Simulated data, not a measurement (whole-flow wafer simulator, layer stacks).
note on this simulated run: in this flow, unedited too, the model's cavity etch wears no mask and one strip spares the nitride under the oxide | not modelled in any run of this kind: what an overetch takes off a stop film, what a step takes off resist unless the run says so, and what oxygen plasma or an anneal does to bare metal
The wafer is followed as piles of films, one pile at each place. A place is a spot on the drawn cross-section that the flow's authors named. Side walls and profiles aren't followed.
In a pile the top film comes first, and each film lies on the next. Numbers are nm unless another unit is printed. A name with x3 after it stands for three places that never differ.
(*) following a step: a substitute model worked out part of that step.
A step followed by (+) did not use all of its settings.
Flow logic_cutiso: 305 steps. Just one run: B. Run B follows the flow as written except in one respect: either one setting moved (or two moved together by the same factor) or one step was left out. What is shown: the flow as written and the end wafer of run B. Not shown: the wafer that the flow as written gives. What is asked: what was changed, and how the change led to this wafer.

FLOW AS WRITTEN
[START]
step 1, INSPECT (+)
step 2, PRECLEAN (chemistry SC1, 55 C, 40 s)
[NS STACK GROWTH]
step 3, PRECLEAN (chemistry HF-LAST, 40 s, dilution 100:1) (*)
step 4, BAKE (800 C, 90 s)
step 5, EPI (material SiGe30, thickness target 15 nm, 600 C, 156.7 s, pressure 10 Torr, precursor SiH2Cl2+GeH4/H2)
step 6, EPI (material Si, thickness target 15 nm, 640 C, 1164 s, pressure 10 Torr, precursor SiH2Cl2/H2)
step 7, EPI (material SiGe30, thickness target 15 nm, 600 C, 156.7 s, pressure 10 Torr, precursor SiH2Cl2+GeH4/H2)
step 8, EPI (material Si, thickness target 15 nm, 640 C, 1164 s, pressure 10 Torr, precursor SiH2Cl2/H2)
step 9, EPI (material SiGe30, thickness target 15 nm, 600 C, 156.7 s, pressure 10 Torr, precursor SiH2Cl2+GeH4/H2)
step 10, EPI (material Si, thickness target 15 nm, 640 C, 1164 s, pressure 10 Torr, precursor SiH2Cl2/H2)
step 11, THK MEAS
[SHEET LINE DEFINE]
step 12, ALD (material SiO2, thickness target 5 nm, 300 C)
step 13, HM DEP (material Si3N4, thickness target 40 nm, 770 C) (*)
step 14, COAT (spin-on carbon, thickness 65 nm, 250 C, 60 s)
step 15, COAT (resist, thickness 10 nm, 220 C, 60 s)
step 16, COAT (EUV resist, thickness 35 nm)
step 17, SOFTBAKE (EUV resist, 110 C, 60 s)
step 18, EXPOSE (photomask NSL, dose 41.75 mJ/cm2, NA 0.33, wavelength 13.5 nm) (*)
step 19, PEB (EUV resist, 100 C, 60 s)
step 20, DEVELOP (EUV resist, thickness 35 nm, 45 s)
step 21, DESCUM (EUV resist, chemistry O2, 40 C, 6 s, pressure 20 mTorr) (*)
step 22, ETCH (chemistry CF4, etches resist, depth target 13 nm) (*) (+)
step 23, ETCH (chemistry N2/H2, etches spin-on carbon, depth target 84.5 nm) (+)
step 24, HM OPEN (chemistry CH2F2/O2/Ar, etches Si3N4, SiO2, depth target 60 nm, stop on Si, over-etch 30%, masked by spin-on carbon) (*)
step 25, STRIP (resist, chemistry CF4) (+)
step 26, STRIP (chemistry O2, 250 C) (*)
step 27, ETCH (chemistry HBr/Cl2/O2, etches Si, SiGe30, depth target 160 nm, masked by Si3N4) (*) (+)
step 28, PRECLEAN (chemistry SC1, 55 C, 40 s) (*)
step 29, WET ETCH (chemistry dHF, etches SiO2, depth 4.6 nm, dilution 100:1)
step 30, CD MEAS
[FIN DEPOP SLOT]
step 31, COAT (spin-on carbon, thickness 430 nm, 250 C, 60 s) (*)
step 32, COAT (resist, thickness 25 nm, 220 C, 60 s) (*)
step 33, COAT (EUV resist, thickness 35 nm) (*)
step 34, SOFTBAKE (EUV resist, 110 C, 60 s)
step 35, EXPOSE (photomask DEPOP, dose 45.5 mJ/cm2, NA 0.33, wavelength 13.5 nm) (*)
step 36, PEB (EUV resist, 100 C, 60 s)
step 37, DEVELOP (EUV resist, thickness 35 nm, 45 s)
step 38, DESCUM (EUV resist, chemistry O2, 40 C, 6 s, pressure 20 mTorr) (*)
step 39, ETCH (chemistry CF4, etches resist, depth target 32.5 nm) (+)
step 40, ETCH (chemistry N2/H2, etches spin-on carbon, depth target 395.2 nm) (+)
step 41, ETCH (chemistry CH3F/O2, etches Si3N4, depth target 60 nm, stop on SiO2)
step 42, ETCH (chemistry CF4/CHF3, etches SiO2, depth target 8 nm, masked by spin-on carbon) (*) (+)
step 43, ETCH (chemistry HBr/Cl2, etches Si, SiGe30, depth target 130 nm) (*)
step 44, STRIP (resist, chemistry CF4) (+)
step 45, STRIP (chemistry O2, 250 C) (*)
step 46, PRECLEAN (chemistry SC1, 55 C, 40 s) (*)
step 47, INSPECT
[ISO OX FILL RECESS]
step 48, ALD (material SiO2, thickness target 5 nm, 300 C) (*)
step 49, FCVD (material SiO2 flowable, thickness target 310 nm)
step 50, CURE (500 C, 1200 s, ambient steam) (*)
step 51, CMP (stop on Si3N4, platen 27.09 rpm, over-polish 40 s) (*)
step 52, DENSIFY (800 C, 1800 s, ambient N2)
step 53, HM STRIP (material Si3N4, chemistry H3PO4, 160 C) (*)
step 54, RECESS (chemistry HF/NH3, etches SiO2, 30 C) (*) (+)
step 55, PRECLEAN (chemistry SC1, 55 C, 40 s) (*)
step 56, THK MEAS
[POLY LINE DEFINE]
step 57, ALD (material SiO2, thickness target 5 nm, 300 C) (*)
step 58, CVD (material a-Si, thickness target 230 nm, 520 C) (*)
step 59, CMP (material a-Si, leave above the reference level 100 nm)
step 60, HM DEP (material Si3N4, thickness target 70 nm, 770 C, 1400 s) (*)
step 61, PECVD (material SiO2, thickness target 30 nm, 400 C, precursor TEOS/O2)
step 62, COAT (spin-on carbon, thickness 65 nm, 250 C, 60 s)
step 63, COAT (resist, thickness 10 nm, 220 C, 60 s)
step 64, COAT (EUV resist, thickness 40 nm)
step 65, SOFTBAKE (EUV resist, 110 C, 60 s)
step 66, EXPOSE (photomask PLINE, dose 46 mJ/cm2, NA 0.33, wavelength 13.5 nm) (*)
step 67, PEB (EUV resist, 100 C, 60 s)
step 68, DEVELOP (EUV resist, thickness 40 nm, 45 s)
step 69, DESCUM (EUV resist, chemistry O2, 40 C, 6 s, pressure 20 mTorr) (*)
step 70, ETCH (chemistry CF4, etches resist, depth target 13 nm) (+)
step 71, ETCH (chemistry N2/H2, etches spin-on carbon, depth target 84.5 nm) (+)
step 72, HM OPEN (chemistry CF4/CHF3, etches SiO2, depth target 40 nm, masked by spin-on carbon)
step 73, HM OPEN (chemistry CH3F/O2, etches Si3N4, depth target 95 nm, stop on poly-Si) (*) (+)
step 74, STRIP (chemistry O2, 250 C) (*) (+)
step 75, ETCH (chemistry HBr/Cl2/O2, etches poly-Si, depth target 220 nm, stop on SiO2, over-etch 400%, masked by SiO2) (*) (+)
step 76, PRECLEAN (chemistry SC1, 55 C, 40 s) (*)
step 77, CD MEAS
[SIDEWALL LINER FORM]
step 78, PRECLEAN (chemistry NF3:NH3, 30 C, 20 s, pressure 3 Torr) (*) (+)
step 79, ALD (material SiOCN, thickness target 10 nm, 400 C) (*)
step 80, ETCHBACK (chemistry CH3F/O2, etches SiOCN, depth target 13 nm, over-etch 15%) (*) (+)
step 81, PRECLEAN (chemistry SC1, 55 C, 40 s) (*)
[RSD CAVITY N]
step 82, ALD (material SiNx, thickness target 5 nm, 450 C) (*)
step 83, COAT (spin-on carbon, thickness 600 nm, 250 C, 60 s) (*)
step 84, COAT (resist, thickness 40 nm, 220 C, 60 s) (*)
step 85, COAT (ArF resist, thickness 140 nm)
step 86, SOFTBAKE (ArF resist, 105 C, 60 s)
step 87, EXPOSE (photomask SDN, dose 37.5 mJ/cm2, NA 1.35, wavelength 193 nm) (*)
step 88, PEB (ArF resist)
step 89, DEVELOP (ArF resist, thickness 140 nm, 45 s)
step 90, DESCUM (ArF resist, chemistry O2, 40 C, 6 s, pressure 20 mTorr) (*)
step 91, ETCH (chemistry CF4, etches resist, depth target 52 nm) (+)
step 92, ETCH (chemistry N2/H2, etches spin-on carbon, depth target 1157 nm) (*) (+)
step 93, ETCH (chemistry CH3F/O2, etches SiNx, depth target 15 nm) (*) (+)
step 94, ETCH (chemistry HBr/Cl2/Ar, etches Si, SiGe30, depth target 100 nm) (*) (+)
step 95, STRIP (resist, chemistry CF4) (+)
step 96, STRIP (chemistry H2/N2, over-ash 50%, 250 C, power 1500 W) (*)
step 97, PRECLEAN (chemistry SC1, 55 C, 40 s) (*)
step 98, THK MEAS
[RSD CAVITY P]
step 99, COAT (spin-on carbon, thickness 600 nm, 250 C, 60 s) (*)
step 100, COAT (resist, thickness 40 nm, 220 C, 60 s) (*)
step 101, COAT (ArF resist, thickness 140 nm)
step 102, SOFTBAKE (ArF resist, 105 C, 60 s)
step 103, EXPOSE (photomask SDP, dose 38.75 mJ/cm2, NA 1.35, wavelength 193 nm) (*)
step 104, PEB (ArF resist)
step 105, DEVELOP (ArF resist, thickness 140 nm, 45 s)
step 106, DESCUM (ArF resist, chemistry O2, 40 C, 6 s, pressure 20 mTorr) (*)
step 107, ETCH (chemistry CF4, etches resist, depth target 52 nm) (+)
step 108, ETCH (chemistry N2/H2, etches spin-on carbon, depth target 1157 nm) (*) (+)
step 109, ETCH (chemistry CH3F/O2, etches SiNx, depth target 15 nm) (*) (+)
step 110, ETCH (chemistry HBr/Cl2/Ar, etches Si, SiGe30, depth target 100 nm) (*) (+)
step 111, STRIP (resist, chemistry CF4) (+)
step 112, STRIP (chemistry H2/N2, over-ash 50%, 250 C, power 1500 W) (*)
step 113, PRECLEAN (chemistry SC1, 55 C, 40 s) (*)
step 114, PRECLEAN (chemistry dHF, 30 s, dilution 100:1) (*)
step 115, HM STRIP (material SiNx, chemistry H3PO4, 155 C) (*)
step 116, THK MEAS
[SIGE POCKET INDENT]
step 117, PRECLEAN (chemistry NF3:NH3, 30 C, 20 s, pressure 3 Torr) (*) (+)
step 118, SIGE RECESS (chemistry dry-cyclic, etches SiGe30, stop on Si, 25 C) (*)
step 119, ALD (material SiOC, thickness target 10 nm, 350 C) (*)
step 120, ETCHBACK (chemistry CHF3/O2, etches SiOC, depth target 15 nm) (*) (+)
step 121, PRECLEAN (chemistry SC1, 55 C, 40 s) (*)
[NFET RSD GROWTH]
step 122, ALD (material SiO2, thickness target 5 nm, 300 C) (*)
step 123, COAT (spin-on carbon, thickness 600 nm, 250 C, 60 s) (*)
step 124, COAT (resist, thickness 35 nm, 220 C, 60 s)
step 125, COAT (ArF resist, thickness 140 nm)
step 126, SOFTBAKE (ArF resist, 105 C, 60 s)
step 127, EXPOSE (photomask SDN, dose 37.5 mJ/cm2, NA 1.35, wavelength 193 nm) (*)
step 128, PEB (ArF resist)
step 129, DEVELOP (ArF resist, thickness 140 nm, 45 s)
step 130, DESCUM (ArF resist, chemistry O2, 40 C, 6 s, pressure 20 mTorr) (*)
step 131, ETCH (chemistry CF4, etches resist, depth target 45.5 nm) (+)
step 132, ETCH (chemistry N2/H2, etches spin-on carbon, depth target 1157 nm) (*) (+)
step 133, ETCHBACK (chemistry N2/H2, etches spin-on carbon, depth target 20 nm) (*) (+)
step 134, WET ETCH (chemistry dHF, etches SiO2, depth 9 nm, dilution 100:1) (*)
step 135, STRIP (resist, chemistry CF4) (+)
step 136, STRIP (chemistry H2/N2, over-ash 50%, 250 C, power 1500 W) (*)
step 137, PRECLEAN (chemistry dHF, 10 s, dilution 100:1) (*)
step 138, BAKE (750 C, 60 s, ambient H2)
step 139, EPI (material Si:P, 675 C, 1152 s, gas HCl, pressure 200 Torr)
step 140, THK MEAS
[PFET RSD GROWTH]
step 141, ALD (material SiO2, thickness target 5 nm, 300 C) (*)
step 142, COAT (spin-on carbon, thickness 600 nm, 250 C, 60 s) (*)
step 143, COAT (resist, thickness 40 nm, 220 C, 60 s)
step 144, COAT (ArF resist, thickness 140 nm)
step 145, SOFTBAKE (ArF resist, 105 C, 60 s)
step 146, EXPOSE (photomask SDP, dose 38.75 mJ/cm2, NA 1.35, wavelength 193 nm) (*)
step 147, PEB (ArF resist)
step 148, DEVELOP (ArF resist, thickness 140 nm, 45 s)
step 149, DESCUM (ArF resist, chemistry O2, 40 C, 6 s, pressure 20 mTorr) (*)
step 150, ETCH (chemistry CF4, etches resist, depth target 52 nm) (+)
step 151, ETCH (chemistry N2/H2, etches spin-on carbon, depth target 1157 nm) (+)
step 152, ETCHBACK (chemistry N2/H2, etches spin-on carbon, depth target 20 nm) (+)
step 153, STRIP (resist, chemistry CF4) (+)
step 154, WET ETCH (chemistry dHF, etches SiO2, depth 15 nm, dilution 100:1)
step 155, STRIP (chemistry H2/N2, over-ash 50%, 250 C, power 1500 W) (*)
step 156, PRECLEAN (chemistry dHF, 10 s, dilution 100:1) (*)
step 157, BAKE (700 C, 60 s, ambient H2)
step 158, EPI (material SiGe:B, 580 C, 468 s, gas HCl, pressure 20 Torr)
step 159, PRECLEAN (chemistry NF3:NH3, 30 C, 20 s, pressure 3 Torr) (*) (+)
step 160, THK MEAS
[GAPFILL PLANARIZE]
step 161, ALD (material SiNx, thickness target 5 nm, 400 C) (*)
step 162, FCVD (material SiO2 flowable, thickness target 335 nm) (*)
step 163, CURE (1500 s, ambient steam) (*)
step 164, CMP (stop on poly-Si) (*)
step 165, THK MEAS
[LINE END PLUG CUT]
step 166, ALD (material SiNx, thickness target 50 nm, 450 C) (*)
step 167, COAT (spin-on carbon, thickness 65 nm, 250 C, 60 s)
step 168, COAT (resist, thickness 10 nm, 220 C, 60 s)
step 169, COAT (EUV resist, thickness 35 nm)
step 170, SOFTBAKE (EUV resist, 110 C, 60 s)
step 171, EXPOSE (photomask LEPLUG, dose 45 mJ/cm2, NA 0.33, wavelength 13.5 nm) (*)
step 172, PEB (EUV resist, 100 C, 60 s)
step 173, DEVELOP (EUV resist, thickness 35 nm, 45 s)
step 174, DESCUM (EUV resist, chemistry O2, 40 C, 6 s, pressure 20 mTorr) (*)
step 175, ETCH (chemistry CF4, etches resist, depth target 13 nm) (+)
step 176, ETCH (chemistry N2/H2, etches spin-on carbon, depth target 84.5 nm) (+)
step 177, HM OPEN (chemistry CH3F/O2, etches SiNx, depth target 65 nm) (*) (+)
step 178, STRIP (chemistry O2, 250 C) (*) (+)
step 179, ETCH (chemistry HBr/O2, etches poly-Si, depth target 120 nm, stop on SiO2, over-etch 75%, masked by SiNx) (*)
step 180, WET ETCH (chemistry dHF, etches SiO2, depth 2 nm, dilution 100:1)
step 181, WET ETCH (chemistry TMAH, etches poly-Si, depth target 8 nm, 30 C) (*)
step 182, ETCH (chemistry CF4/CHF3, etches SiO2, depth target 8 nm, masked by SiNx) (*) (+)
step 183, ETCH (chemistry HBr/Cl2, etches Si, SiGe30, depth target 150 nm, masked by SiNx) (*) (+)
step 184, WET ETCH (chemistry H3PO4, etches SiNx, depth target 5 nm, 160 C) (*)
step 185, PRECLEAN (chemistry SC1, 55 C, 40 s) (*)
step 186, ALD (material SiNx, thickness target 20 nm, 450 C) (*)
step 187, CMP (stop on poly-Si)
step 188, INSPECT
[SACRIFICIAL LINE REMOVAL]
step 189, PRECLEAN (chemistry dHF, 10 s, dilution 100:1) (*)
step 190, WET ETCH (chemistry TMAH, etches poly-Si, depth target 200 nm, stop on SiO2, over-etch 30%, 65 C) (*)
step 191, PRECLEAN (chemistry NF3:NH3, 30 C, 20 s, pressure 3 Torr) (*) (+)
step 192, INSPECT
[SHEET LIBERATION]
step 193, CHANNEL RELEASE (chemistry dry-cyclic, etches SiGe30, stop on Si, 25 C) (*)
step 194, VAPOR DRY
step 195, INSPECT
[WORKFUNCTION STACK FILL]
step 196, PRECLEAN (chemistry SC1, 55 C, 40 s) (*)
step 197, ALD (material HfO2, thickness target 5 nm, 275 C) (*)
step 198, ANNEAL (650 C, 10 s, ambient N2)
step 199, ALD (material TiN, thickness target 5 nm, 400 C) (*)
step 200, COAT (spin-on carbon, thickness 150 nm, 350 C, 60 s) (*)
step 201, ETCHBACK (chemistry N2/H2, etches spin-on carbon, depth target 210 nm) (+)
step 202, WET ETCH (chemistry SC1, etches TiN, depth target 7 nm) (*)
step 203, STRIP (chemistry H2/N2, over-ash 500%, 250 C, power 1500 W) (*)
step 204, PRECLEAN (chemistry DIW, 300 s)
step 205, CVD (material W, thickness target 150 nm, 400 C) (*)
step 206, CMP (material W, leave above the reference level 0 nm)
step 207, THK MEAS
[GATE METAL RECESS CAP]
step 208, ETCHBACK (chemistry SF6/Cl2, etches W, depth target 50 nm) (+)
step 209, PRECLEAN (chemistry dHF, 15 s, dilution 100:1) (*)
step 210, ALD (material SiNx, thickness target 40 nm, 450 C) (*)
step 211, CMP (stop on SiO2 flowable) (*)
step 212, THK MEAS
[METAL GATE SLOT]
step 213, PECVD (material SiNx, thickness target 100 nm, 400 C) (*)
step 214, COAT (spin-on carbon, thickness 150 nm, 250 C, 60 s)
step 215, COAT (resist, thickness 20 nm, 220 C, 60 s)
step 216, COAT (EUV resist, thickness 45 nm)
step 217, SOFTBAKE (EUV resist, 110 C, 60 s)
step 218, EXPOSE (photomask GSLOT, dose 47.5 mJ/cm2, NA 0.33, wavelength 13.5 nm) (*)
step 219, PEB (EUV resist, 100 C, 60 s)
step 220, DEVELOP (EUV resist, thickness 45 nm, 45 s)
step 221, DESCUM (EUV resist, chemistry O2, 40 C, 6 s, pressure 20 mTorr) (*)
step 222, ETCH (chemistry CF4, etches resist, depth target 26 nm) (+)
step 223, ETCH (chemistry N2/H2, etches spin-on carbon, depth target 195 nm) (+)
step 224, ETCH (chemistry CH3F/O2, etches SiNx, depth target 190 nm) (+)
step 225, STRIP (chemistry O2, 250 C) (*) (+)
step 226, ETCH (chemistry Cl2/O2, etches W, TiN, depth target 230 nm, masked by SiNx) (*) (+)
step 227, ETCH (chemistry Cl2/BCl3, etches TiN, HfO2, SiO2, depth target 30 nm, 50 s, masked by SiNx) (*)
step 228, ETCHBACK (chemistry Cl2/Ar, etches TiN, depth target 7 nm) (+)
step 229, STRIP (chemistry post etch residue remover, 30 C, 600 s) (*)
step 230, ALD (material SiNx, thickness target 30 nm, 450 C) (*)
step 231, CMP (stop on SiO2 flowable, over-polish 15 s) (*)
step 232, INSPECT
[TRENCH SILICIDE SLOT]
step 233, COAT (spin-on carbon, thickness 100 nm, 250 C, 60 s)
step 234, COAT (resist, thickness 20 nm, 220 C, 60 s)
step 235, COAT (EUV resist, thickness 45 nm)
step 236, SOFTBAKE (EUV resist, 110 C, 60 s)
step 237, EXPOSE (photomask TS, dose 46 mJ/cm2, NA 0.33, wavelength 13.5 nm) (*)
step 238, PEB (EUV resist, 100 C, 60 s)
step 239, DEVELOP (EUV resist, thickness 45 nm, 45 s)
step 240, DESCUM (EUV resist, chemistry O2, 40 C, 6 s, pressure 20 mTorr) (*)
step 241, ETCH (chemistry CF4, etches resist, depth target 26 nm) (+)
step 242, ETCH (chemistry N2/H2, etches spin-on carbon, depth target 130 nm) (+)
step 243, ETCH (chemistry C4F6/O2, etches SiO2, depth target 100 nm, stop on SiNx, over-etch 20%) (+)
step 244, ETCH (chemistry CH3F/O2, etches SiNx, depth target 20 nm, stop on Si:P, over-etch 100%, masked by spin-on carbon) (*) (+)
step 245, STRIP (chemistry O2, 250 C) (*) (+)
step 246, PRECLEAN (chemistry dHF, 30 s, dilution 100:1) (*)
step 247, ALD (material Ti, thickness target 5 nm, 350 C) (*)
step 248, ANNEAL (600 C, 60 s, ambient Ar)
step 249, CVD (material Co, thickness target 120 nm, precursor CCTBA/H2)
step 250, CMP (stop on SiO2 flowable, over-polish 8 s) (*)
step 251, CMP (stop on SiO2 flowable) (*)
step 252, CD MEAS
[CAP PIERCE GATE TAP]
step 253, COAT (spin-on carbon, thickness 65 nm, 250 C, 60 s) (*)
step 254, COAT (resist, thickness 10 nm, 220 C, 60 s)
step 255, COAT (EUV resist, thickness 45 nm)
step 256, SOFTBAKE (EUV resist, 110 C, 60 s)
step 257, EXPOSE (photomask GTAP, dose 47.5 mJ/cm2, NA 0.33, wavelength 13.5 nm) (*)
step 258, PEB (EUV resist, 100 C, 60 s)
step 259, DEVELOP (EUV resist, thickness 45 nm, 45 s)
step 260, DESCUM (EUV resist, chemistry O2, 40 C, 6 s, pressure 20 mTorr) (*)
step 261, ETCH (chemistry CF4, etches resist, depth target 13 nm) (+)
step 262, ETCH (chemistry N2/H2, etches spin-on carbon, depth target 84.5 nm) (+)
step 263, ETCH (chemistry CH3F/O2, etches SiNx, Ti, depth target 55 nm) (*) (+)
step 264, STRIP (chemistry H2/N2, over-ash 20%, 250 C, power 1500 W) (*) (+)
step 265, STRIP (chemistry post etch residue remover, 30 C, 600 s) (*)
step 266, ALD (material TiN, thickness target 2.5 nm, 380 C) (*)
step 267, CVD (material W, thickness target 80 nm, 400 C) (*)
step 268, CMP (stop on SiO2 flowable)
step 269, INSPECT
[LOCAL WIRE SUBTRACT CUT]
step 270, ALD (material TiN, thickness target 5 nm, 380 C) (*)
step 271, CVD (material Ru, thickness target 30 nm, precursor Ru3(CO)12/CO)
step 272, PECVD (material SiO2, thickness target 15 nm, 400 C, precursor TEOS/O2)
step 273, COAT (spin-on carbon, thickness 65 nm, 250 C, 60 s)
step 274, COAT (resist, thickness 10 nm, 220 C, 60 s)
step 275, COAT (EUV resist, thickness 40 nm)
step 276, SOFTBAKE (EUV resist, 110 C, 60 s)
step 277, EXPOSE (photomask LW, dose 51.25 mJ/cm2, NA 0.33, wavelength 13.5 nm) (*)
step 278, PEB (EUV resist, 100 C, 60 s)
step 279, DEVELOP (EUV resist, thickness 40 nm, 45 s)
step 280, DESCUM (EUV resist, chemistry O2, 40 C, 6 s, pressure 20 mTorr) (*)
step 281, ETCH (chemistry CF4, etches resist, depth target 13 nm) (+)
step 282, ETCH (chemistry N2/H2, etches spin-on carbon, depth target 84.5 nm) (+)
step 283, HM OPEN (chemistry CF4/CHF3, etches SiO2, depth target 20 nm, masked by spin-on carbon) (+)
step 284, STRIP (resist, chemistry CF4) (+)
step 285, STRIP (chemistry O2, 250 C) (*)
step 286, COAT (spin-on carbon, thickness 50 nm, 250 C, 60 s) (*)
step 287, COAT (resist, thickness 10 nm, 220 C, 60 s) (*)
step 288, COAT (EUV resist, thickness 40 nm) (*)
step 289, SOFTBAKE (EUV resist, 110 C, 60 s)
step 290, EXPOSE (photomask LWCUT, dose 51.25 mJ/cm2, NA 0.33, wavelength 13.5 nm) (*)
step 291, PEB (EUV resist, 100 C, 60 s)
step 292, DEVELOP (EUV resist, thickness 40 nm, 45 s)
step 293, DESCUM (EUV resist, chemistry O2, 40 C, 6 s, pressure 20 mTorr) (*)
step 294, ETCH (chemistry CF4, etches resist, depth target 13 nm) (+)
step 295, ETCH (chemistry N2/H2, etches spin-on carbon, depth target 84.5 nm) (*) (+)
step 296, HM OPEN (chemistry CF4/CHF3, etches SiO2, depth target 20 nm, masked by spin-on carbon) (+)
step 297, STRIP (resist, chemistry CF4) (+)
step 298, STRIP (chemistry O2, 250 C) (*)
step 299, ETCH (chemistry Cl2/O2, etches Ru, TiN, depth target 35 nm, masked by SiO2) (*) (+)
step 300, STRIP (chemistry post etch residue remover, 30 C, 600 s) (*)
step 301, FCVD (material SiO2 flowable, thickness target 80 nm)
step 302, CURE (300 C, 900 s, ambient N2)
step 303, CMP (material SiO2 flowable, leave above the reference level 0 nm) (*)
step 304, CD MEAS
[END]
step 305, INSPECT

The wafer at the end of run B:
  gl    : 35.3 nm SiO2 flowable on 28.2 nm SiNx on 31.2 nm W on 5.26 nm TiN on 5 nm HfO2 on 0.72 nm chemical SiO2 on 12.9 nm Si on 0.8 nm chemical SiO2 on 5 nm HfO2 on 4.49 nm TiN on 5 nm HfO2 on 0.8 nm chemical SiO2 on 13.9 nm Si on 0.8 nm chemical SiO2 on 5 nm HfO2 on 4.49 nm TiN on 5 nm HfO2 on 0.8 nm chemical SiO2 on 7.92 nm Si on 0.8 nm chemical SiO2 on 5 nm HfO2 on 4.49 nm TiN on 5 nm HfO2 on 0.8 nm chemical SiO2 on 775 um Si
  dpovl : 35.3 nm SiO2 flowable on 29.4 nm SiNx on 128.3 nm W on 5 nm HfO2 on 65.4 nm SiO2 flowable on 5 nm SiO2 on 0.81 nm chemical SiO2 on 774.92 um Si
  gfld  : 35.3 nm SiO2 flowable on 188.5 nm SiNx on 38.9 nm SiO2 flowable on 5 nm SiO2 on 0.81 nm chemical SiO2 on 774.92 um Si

What caused this: step 6, EPI: thickness target 9 nm was run, whereas the flow has thickness target 15 nm; step 6, EPI: 698.6 s was run, where the flow has 1164 s.

Step by step, how the change led to this:
  step 6, EPI (material Si, thickness target 15 nm, 640 C, 1164 s, pressure 10 Torr, precursor SiH2Cl2/H2)
      depop, dpovl, gfld and 19 more: Si gains 9 (new film) (as written it would have been: Si gains 15 (new film))
  step 27, ETCH (chemistry HBr/Cl2/O2, etches Si, SiGe30, depth target 160 nm, masked by Si3N4) (*) (+)
      gfld, gxf, iso, lnri: chemical SiO2 loses 0.79 (all of it), Si loses 11.4 (all of it), SiGe30 loses 15 (all of it), Si loses 15 (all of it), SiGe30 loses 15 (all of it), Si loses 9 (all of it), SiGe30 loses 15 (all of it), Si loses 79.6 (as written it would have been: chemical SiO2 loses 0.79 (all of it), Si loses 11.4 (all of it), SiGe30 loses 15 (all of it), Si loses 15 (all of it), SiGe30 loses 15 (all of it), Si loses 15 (all of it), SiGe30 loses 15 (all of it), Si loses 73.6)
      dpovl, nsgap: chemical SiO2 loses 0.79 (all of it), Si loses 11.8 (all of it), SiGe30 loses 15 (all of it), Si loses 15 (all of it), SiGe30 loses 15 (all of it), Si loses 9 (all of it), SiGe30 loses 15 (all of it), Si loses 79.2 (as written it would have been: chemical SiO2 loses 0.79 (all of it), Si loses 11.8 (all of it), SiGe30 loses 15 (all of it), Si loses 15 (all of it), SiGe30 loses 15 (all of it), Si loses 15 (all of it), SiGe30 loses 15 (all of it), Si loses 73.2)
      (also at 1 further place)
  step 43, ETCH (chemistry HBr/Cl2, etches Si, SiGe30, depth target 130 nm) (*)
      depop: Si loses 14 (all of it), SiGe30 loses 15 (all of it), Si loses 15 (all of it), SiGe30 loses 15 (all of it), Si loses 9 (all of it), SiGe30 loses 15 (all of it), Si loses 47 (as written it would have been: Si loses 14 (all of it), SiGe30 loses 15 (all of it), Si loses 15 (all of it), SiGe30 loses 15 (all of it), Si loses 15 (all of it), SiGe30 loses 15 (all of it), Si loses 41)
  step 94, ETCH (chemistry HBr/Cl2/Ar, etches Si, SiGe30, depth target 100 nm) (*) (+)
      rsdn, rsdx: chemical SiO2 loses 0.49 (all of it), Si loses 12.8 (all of it), SiGe30 loses 15 (all of it), Si loses 15 (all of it), SiGe30 loses 15 (all of it), Si loses 9 (all of it), SiGe30 loses 15 (all of it), Si loses 18.2 (as written it would have been: chemical SiO2 loses 0.49 (all of it), Si loses 12.8 (all of it), SiGe30 loses 15 (all of it), Si loses 15 (all of it), SiGe30 loses 15 (all of it), Si loses 15 (all of it), SiGe30 loses 15 (all of it), Si loses 12.2)
  step 110, ETCH (chemistry HBr/Cl2/Ar, etches Si, SiGe30, depth target 100 nm) (*) (+)
      rsdp, rsdw: chemical SiO2 loses 0.49 (all of it), Si loses 12.8 (all of it), SiGe30 loses 15 (all of it), Si loses 15 (all of it), SiGe30 loses 15 (all of it), Si loses 9 (all of it), SiGe30 loses 15 (all of it), Si loses 18.2 (as written it would have been: chemical SiO2 loses 0.49 (all of it), Si loses 12.8 (all of it), SiGe30 loses 15 (all of it), Si loses 15 (all of it), SiGe30 loses 15 (all of it), Si loses 15 (all of it), SiGe30 loses 15 (all of it), Si loses 12.2)
  step 183, ETCH (chemistry HBr/Cl2, etches Si, SiGe30, depth target 150 nm, masked by SiNx) (*) (+)
      plug: Si loses 13.6 (all of it), SiGe30 loses 15 (all of it), Si loses 15 (all of it), SiGe30 loses 15 (all of it), Si loses 9 (all of it), SiGe30 loses 15 (all of it), Si loses 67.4 (as written it would have been: Si loses 13.6 (all of it), SiGe30 loses 15 (all of it), Si loses 15 (all of it), SiGe30 loses 15 (all of it), Si loses 15 (all of it), SiGe30 loses 15 (all of it), Si loses 61.4)
